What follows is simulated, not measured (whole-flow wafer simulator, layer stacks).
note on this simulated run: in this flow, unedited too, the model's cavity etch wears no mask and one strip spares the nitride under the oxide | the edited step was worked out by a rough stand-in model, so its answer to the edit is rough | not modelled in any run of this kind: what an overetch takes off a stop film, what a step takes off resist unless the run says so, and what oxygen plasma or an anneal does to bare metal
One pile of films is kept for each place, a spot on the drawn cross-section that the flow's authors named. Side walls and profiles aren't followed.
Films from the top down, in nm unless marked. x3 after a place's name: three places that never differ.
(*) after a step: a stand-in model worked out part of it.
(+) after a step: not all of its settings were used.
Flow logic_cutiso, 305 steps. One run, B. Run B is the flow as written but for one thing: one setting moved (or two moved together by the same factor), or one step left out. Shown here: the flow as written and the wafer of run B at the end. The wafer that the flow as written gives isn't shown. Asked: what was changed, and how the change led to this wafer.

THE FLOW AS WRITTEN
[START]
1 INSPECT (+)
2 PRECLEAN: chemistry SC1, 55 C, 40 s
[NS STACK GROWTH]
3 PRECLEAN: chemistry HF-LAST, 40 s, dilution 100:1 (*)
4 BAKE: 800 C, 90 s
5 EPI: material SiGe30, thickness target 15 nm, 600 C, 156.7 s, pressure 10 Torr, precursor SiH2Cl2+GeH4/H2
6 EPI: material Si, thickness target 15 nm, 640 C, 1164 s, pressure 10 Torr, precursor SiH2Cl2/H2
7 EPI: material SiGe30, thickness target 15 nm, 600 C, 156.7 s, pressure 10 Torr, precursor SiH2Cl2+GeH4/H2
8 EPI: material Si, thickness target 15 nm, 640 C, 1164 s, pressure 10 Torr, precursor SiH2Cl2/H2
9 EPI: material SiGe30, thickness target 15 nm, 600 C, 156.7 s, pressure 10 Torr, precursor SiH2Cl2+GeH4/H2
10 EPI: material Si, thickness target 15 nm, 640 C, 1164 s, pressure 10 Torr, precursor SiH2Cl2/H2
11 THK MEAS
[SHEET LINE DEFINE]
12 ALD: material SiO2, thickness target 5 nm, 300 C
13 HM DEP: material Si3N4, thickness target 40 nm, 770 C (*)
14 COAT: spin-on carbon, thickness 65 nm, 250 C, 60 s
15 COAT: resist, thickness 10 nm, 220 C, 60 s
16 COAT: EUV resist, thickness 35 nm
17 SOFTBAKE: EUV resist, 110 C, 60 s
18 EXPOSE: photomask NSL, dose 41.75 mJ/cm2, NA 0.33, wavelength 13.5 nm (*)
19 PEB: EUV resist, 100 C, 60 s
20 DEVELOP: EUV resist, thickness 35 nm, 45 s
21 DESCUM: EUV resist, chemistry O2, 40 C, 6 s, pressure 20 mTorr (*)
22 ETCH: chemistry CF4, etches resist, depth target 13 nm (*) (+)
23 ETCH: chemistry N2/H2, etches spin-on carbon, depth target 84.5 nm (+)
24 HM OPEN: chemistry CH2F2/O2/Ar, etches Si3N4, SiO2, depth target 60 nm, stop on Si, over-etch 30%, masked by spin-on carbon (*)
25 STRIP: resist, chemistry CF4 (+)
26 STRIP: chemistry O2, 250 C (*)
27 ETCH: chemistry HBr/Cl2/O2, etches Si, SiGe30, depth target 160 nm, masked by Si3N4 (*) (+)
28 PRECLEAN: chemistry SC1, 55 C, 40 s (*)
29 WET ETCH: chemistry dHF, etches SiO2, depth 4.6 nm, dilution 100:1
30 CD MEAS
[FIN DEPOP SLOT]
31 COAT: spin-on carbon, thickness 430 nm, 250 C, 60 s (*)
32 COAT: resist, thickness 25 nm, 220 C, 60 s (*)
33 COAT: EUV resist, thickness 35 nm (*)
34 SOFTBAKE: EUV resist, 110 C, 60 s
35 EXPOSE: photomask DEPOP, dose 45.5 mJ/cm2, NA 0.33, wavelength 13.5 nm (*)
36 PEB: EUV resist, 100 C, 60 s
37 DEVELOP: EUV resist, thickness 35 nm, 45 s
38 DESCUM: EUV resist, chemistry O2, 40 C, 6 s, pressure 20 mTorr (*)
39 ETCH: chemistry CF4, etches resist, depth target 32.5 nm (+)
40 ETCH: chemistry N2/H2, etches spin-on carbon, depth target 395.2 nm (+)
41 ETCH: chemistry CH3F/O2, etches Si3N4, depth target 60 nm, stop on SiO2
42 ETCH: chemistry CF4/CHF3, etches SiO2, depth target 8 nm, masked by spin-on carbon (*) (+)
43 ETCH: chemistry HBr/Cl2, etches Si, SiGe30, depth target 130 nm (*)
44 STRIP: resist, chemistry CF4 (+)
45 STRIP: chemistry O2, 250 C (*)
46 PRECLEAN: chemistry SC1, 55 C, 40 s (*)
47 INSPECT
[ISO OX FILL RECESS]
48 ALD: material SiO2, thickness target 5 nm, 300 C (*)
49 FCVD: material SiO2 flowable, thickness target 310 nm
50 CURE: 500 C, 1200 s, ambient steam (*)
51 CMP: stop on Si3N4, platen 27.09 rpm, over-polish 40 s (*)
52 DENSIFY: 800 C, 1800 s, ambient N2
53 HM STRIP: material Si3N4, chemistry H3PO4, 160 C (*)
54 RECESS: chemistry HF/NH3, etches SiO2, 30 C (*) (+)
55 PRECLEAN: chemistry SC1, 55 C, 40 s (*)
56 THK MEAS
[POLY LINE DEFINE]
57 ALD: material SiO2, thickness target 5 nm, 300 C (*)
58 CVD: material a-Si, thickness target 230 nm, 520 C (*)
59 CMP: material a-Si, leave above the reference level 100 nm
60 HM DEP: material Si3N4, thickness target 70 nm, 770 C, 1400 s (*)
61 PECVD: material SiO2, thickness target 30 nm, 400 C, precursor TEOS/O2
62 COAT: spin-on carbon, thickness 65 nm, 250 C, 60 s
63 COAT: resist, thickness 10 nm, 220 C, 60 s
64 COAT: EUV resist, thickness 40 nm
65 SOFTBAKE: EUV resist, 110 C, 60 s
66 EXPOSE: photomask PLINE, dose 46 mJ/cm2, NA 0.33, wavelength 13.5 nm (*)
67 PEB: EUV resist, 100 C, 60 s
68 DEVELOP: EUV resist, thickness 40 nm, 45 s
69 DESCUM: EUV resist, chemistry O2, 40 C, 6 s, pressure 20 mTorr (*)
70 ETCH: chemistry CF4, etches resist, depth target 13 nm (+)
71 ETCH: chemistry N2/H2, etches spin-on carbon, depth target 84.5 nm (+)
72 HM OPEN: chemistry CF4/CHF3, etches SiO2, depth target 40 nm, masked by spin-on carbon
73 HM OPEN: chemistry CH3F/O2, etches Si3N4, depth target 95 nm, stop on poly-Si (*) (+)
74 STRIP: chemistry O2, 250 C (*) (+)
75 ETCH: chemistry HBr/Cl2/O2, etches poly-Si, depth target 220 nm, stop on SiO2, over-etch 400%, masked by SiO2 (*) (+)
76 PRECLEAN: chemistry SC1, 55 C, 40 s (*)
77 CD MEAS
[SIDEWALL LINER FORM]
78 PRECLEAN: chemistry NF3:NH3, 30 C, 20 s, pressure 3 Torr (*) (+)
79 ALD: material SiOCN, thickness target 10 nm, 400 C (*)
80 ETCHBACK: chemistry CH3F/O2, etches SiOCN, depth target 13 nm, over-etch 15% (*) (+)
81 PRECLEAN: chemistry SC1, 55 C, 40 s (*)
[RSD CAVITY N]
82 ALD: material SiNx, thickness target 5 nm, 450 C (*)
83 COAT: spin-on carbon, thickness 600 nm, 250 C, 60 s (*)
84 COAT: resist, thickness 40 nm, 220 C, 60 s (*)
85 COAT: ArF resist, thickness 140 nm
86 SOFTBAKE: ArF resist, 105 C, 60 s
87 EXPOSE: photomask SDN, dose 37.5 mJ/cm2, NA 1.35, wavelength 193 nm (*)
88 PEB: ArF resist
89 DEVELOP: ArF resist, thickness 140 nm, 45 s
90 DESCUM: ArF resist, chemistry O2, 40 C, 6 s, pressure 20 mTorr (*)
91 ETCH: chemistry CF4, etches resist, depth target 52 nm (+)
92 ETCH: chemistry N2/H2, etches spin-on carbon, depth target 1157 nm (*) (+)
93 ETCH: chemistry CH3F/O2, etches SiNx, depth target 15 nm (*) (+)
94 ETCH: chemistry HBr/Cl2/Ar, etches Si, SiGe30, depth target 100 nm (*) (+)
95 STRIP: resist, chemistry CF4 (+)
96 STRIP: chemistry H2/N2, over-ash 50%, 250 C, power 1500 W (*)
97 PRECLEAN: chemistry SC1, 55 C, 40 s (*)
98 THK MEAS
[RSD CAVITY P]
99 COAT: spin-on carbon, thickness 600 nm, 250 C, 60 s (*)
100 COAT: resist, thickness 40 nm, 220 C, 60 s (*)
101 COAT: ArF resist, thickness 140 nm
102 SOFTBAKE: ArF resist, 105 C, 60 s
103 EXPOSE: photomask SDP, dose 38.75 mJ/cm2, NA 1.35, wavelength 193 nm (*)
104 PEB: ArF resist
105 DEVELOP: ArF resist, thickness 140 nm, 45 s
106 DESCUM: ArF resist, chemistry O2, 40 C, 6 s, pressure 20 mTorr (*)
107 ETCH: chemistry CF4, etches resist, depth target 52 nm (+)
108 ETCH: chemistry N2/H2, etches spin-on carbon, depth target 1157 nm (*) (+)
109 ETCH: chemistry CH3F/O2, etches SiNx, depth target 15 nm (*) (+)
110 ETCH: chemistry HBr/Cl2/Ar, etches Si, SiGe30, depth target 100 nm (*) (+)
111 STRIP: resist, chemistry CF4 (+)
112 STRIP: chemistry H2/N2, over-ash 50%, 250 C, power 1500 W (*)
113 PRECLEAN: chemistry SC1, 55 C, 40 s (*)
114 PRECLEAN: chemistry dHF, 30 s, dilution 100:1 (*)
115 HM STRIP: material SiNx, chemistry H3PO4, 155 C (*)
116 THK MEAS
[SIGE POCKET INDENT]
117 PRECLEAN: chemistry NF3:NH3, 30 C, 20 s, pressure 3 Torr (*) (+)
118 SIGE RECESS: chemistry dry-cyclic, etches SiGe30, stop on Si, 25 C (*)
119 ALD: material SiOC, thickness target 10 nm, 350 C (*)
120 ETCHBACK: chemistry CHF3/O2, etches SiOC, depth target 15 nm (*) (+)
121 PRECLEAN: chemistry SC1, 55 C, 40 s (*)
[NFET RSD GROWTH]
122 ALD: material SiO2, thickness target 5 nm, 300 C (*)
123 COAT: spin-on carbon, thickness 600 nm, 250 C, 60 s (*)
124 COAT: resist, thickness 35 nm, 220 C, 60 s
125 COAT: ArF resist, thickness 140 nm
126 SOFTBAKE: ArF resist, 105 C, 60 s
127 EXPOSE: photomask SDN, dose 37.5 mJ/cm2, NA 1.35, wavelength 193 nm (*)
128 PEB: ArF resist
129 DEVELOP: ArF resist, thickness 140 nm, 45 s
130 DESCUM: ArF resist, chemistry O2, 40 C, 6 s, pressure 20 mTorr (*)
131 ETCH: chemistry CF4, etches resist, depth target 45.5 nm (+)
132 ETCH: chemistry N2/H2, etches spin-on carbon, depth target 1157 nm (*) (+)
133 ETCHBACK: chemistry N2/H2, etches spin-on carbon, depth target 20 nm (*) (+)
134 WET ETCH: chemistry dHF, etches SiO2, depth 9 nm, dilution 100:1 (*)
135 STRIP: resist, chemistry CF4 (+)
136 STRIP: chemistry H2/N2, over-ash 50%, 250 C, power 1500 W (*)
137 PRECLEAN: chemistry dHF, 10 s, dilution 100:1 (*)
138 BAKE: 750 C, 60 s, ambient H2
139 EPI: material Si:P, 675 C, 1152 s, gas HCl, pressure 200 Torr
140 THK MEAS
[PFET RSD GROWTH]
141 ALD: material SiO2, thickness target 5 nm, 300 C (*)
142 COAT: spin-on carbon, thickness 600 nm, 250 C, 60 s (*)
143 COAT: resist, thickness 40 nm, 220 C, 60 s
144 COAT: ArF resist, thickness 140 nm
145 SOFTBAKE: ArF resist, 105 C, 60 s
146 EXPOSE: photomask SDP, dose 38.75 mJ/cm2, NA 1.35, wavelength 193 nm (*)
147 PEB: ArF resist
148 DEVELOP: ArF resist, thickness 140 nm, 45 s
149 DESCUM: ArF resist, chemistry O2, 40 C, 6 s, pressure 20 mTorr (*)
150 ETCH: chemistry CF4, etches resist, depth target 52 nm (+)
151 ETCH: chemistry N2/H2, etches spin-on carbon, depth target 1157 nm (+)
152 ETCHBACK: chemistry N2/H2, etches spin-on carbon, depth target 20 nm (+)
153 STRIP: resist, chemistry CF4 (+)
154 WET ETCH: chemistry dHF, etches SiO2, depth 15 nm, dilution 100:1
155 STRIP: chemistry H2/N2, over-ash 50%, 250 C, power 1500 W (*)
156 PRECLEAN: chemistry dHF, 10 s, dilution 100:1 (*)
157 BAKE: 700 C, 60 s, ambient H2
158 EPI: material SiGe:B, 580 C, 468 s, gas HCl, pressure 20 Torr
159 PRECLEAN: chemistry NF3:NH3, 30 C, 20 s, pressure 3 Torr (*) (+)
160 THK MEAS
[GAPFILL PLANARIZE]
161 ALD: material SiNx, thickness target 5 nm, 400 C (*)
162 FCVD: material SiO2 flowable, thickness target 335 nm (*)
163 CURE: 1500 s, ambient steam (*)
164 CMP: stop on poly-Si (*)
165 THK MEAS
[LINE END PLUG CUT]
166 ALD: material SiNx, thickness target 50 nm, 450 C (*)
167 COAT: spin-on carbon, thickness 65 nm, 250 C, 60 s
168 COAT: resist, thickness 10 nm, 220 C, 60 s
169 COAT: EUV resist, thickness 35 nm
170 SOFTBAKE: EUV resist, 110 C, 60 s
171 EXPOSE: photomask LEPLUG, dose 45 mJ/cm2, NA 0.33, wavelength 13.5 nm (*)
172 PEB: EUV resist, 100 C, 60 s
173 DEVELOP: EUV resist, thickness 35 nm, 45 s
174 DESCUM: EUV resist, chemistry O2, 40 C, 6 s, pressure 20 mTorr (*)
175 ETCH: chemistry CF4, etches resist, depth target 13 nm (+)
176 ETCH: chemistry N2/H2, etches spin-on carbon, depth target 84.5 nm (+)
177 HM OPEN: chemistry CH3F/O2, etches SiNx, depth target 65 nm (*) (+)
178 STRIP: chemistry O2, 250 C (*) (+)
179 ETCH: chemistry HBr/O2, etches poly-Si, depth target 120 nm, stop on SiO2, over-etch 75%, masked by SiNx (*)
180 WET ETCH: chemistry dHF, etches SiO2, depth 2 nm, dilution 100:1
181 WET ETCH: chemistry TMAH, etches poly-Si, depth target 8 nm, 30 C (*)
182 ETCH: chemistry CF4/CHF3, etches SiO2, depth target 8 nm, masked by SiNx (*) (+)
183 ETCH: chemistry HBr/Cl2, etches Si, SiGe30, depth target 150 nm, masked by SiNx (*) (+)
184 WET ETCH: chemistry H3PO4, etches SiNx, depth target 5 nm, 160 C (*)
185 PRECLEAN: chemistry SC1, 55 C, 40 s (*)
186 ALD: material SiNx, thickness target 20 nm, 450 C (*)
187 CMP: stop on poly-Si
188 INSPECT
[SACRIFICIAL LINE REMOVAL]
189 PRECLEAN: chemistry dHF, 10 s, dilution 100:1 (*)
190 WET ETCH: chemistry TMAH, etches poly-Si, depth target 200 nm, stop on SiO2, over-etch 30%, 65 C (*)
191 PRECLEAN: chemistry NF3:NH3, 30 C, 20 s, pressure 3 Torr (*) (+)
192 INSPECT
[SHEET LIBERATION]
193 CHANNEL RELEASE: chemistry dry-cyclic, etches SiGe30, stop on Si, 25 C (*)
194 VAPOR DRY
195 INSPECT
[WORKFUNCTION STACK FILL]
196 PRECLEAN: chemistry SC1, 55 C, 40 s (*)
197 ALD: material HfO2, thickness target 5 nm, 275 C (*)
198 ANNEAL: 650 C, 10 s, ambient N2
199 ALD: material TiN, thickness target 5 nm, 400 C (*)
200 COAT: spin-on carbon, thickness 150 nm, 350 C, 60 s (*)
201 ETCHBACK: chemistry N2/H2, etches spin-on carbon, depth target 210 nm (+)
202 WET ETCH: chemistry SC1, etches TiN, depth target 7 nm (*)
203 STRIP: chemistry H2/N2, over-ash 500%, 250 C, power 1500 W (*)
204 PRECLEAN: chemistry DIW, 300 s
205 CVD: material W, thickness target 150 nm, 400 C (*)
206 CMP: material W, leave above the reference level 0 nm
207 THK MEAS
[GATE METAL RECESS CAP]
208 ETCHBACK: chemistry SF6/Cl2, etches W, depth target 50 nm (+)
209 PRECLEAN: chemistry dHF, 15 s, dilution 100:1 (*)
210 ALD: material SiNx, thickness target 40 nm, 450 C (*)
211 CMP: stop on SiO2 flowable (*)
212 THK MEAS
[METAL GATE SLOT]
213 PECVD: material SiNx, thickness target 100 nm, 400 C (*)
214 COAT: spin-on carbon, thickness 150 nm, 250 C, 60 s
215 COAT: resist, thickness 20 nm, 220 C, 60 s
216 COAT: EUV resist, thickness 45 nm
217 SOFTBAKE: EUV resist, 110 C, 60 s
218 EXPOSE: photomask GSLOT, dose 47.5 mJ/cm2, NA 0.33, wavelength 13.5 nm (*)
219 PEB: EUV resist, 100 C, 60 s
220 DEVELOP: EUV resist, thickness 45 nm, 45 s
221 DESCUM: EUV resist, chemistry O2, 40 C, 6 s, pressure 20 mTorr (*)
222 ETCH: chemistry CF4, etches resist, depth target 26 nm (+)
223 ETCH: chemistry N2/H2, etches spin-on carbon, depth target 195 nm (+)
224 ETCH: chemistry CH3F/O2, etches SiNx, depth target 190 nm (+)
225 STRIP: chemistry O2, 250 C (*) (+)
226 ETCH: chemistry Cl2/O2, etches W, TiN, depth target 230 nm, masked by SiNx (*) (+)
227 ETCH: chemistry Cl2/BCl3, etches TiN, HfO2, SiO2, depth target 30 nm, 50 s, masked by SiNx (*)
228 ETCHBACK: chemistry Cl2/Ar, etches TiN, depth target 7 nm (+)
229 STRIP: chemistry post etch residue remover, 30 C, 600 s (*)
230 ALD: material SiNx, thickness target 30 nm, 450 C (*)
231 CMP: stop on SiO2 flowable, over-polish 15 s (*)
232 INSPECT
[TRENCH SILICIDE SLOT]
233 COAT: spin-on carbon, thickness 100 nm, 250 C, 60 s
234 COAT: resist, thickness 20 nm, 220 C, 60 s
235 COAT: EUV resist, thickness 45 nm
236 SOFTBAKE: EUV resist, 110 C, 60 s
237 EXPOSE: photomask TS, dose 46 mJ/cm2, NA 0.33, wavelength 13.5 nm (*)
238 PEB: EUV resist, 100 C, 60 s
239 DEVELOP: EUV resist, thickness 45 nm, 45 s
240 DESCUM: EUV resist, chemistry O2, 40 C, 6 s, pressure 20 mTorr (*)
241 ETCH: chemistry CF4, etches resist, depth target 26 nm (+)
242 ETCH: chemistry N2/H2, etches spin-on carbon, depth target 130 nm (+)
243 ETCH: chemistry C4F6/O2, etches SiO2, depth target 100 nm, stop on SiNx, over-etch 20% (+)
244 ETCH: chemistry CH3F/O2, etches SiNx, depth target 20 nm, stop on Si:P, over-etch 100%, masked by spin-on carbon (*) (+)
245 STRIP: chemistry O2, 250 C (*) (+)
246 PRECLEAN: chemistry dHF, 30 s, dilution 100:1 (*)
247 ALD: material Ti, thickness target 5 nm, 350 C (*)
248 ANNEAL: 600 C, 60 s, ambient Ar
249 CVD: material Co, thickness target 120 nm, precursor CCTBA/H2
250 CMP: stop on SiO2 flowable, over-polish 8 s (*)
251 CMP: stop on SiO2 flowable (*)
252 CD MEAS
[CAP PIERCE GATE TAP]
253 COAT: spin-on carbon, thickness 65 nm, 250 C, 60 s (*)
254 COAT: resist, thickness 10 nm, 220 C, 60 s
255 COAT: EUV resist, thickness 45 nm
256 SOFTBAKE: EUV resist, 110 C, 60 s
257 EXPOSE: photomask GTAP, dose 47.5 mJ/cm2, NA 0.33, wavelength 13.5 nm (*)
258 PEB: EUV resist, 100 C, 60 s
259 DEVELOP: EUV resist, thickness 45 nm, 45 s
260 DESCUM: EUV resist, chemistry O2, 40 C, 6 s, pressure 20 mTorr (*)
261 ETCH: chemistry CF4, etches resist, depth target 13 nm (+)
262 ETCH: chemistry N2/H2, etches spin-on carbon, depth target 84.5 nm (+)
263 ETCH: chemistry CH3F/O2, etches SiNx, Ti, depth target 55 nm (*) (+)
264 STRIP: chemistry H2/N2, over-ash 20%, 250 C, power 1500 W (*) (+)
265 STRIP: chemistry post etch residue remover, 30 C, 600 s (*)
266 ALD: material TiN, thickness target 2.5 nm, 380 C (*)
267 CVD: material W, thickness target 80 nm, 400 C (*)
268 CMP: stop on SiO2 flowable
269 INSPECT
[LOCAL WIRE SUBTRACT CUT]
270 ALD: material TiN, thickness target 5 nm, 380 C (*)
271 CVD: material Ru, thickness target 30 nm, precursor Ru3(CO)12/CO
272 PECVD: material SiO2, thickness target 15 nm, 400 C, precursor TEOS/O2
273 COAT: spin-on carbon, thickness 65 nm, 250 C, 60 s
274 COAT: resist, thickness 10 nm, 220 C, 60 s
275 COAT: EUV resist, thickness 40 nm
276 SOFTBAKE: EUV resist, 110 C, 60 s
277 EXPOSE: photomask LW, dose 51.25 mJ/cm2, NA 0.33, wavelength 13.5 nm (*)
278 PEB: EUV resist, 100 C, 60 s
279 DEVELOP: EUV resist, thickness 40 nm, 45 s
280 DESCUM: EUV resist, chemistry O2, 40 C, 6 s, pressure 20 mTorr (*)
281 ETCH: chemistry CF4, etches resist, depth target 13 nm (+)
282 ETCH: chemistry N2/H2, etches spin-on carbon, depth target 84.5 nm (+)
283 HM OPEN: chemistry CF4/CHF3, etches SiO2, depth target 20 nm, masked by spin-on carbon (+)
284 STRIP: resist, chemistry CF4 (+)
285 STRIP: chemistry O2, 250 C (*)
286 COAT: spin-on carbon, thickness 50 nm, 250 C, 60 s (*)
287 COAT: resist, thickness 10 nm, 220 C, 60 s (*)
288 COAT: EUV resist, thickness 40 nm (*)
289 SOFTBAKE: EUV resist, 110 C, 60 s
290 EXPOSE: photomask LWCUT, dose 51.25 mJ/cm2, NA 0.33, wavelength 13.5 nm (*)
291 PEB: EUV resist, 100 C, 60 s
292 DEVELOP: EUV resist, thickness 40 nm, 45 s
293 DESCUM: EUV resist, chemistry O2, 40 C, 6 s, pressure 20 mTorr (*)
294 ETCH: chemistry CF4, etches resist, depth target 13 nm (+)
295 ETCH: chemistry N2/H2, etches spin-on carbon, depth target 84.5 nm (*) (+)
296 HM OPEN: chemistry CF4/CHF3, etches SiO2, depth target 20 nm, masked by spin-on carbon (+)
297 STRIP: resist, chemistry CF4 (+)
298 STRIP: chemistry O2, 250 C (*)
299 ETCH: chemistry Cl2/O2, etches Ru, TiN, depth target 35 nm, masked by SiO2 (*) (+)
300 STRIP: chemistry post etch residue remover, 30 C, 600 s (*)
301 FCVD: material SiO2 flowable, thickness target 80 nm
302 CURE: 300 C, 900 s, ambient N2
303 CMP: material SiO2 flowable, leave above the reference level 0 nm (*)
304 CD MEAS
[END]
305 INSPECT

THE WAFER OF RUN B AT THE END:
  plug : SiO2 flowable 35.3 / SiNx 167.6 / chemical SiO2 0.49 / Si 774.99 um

The cause: step 183, ETCH: depth target 97.5 nm was run, where the flow has depth target 150 nm.

How the change led to this, step by step:
  183 ETCH: chemistry HBr/Cl2, etches Si, SiGe30, depth target 150 nm, masked by SiNx (*) (+)
      depop, dpovl, gfld and 18 more: SiNx -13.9 (as written it would be: SiNx -21.4)
      plug: Si -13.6 (all of it), SiGe30 -15 (all of it), Si -15 (all of it), SiGe30 -15 (all of it), Si -15 (all of it), SiGe30 -15 (all of it), Si -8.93 (as written it would be: Si -13.6 (all of it), SiGe30 -15 (all of it), Si -15 (all of it), SiGe30 -15 (all of it), Si -15 (all of it), SiGe30 -15 (all of it), Si -61.4)
  186 ALD: material SiNx, thickness target 20 nm, 450 C (*)
      plug: SiNx +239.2 (new film) (as written it would be: SiNx +284.2 (new film))
  187 CMP: stop on poly-Si
      depop, dpovl, gfld and 18 more: SiNx -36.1 (all of it) (as written it would be: SiNx -28.6 (all of it))
      plug: SiNx -36.1 (as written it would be: SiNx -28.6)
